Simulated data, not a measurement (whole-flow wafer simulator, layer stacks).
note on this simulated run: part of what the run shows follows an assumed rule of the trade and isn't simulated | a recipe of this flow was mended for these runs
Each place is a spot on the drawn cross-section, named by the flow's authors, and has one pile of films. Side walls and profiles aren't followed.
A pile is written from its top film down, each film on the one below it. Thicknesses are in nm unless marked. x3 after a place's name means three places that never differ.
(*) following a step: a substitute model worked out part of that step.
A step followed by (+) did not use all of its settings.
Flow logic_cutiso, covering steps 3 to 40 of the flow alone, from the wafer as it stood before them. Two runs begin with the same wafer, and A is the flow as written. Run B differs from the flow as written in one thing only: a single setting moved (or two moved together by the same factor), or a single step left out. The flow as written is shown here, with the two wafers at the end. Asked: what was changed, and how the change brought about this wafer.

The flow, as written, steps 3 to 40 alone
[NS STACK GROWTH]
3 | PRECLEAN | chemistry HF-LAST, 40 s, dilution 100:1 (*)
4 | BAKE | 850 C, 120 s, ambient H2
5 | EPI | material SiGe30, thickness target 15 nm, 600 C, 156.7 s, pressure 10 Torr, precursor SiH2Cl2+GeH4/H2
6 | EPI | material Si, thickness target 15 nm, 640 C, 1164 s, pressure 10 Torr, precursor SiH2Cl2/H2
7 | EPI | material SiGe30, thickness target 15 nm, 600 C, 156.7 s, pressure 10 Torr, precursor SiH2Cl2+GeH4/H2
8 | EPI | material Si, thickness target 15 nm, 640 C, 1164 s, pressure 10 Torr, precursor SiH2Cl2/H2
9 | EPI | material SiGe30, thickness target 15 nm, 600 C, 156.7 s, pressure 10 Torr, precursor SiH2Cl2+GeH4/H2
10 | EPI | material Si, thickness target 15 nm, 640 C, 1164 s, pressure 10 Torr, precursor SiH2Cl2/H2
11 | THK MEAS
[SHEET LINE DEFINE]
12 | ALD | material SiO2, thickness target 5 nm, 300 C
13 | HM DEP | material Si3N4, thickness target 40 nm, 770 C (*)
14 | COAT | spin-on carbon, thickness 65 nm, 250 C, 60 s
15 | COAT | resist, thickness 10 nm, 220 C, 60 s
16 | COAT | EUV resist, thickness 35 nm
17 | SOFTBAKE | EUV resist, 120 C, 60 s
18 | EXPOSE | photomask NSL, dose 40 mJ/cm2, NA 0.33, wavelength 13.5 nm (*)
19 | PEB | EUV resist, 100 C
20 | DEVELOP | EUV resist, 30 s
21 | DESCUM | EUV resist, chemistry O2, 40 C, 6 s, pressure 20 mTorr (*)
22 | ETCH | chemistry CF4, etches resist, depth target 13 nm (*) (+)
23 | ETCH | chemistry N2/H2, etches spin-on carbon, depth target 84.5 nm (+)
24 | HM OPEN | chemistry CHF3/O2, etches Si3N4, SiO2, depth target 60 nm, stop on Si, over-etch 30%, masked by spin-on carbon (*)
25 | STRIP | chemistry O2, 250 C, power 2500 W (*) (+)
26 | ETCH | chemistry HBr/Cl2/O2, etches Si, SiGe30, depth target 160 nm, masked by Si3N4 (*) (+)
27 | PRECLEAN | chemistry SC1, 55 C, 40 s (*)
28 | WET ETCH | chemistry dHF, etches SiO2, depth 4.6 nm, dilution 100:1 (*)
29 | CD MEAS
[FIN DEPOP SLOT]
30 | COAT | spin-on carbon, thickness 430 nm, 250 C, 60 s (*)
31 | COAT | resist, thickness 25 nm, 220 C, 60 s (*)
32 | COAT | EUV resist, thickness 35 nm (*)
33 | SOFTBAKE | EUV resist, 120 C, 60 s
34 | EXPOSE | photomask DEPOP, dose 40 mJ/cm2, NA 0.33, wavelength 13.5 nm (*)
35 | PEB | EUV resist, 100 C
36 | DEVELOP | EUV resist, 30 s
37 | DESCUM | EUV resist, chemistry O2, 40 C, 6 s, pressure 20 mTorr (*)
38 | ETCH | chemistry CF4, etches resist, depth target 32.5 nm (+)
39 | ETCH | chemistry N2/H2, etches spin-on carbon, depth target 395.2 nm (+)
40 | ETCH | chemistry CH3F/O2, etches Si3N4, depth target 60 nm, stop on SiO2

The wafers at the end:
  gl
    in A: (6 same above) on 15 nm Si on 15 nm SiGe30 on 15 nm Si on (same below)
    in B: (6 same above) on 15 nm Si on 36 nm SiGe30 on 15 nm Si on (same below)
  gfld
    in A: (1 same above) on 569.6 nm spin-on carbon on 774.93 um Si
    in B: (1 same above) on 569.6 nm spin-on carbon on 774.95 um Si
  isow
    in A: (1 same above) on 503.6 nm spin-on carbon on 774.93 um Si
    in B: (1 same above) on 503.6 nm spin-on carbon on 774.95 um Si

What caused this: step 7, EPI: thickness target 36 nm was run, while the flow as written has thickness target 15 nm; step 7, EPI: 376.1 s was run, where the flow has 156.7 s.
The wafer itself shows it: gl has SiGe30 36, and step 7 as written asks for 15 nm.

Step by step, how the change led to this:
  7 | EPI | material SiGe30, thickness target 15 nm, 600 C, 156.7 s, pressure 10 Torr, precursor SiH2Cl2+GeH4/H2
      depop, dpovl, gfld and 19 more: A +15 SiGe30 (new film) | B +36 SiGe30 (new film)
  26 | ETCH | chemistry HBr/Cl2/O2, etches Si, SiGe30, depth target 160 nm, masked by Si3N4 (*) (+)
      dpovl, gfld, gxf, iso, isow, lnri, nsgap: A -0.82 chemical SiO2 (all of it), -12 Si (all of it), -15 SiGe30 (all of it), -15 Si (all of it), -15 SiGe30 (all of it), -15 Si (all of it), -15 SiGe30 (all of it), -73 Si | B -0.82 chemical SiO2 (all of it), -12 Si (all of it), -15 SiGe30 (all of it), -15 Si (all of it), -36 SiGe30 (all of it), -15 Si (all of it), -15 SiGe30 (all of it), -52 Si
